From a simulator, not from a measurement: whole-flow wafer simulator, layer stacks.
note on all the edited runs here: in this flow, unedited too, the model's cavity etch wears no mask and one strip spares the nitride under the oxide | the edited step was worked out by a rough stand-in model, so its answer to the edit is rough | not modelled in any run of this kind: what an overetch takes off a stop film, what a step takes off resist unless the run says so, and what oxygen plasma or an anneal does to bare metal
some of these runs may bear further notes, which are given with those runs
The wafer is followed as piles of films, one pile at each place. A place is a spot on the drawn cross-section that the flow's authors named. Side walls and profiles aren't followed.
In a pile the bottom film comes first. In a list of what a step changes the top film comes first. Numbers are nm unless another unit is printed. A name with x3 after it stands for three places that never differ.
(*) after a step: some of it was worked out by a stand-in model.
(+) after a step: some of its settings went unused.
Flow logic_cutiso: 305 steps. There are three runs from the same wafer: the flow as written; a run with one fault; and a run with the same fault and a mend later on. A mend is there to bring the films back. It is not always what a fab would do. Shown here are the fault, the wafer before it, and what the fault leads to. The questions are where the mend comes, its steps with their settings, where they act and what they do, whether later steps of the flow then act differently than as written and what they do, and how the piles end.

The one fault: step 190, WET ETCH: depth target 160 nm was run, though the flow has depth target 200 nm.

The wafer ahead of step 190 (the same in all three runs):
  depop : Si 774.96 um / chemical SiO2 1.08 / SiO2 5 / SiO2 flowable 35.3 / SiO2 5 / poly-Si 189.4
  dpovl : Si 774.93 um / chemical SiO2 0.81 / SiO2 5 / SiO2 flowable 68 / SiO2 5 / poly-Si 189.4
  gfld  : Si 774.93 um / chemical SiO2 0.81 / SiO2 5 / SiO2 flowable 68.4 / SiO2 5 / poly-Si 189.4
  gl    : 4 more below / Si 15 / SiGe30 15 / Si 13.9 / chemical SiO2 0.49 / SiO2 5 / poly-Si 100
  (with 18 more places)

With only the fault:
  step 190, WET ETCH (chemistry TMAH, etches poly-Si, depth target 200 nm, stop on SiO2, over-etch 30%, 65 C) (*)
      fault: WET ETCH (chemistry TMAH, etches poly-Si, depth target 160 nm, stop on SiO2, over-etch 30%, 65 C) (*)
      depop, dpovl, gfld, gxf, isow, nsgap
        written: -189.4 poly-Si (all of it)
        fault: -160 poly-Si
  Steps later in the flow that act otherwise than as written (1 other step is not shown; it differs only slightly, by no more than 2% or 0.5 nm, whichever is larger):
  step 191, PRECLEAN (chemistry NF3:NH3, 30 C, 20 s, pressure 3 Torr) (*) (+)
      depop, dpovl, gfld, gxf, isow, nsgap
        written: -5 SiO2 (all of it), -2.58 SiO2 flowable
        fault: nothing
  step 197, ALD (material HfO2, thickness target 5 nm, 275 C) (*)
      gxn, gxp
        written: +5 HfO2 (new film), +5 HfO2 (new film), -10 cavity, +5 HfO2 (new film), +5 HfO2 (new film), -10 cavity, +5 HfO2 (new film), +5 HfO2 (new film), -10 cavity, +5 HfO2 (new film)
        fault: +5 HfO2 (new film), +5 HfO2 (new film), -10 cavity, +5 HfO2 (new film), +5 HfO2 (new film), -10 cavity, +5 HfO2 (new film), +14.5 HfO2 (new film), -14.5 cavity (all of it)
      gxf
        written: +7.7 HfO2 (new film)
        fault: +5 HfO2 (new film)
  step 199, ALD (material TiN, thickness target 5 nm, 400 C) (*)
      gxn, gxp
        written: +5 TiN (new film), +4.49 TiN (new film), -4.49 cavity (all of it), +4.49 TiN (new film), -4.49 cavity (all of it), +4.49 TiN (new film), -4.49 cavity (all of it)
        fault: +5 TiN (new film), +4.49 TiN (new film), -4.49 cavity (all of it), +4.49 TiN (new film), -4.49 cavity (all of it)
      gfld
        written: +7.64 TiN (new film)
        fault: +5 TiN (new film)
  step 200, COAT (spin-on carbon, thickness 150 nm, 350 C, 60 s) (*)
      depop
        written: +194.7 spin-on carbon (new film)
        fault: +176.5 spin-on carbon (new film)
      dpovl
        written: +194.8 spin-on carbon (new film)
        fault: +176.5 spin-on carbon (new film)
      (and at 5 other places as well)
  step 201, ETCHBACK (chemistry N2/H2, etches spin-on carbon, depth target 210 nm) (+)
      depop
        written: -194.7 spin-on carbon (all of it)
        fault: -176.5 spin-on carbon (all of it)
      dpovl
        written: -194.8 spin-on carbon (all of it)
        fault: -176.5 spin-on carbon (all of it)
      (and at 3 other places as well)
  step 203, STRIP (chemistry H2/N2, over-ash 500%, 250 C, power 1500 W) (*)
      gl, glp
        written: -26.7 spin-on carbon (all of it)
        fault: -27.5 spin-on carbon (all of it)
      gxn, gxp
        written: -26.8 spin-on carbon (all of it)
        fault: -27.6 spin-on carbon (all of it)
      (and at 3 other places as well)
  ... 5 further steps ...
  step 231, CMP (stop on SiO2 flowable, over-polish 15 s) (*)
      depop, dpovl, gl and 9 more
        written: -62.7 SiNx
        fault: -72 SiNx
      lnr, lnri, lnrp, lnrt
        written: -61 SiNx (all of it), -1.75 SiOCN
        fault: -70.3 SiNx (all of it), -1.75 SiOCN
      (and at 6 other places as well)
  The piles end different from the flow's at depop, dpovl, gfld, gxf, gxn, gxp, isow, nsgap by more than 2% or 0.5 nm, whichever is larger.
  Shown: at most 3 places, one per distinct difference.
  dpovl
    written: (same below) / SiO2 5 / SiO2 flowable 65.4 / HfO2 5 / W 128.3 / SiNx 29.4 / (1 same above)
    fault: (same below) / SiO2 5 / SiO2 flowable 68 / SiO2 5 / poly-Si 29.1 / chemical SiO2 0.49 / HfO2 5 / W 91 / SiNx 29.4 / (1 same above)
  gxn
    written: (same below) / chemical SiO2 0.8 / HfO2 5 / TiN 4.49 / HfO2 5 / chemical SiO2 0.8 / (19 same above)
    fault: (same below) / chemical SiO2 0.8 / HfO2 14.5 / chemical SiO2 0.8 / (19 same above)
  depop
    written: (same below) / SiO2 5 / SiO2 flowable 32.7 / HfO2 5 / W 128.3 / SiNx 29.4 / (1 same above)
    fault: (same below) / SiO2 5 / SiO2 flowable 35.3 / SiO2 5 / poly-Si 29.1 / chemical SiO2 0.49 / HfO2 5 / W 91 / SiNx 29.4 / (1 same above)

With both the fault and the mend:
  The mend follows step 190.
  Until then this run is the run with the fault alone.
  step 190a, WET ETCH (chemistry TMAH, etches poly-Si, depth target 40 nm, stop on SiO2, over-etch 30%, 65 C) (*) (the flow's step 190 again, with other settings)
      depop, dpovl, gfld, gxf, isow, nsgap
        -29.4 poly-Si (all of it)
  Every later step of the flow that is run acts as written at every place that is followed.
  By the end, the piles equal the flow's at every place that both follow.
